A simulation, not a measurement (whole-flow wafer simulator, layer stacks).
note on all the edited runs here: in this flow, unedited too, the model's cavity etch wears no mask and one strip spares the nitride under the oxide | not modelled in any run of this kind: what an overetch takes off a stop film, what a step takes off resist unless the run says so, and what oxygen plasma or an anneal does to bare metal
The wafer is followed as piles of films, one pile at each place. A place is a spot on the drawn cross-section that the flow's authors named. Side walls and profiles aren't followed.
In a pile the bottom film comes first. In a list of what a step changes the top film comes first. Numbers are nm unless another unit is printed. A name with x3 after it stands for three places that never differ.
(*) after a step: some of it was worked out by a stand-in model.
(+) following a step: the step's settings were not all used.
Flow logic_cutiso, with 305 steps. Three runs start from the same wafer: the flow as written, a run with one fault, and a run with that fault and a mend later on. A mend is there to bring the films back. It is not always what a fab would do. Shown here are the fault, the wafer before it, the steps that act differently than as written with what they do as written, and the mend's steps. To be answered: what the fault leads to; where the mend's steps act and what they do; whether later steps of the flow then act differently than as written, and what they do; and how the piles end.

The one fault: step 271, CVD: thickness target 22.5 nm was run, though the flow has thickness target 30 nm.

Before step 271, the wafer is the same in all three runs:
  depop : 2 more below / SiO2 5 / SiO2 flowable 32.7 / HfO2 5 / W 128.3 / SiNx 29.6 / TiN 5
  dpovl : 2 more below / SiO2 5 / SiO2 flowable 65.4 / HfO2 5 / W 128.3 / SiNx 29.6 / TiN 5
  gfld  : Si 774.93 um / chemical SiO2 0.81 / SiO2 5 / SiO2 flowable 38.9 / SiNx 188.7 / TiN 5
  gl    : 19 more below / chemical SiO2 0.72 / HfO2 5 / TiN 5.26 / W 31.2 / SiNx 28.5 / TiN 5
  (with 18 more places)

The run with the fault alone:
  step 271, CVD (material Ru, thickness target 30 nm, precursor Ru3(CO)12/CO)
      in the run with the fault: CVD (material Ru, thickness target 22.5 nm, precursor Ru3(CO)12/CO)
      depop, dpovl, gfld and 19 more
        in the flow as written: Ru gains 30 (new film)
        in the run with the fault: Ru gains 22.5 (new film)
  Later steps of the flow acting differently than as written:
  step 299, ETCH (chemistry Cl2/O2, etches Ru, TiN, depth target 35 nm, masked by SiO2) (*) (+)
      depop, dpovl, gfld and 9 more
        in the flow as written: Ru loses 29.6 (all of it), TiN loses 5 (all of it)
        in the run with the fault: Ru loses 22.1 (all of it), TiN loses 5 (all of it), SiNx loses 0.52
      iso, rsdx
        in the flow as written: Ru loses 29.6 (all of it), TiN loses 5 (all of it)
        in the run with the fault: Ru loses 22.1 (all of it), TiN loses 5 (all of it), SiO2 flowable loses 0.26
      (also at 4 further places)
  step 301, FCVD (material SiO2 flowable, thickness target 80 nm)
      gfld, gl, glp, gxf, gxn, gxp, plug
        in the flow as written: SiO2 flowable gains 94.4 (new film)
        in the run with the fault: SiO2 flowable gains 92.5 (new film)
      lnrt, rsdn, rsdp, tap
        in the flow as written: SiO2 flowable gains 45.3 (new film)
        in the run with the fault: SiO2 flowable gains 50.4 (new film)
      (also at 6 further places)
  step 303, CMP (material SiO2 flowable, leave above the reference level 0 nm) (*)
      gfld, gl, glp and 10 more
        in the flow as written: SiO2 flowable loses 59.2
        in the run with the fault: SiO2 flowable loses 64.3
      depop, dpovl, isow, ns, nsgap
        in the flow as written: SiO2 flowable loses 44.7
        in the run with the fault: SiO2 flowable loses 51.7
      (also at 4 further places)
  By the end, the piles at depop, dpovl, gfld and 19 more depart from the flow's by more than 2% or 0.5 nm, whichever is larger.
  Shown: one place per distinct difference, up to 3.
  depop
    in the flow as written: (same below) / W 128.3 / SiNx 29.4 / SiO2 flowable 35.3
    in the run with the fault: (same below) / W 128.3 / SiNx 28.9 / SiO2 flowable 28.3
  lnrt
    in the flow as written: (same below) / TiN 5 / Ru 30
    in the run with the fault: (same below) / TiN 5 / Ru 22.5
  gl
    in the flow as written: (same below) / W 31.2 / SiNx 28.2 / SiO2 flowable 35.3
    in the run with the fault: (same below) / W 31.2 / SiNx 27.7 / SiO2 flowable 28.3

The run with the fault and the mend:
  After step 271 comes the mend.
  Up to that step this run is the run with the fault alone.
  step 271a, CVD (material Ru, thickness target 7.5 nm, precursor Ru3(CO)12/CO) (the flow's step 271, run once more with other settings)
      depop, dpovl, gfld and 19 more
        Ru gains 7.5
  Every later step of the flow that is run acts as written at every place that is followed.
  At every place that both follow, the piles at the end match the flow's.
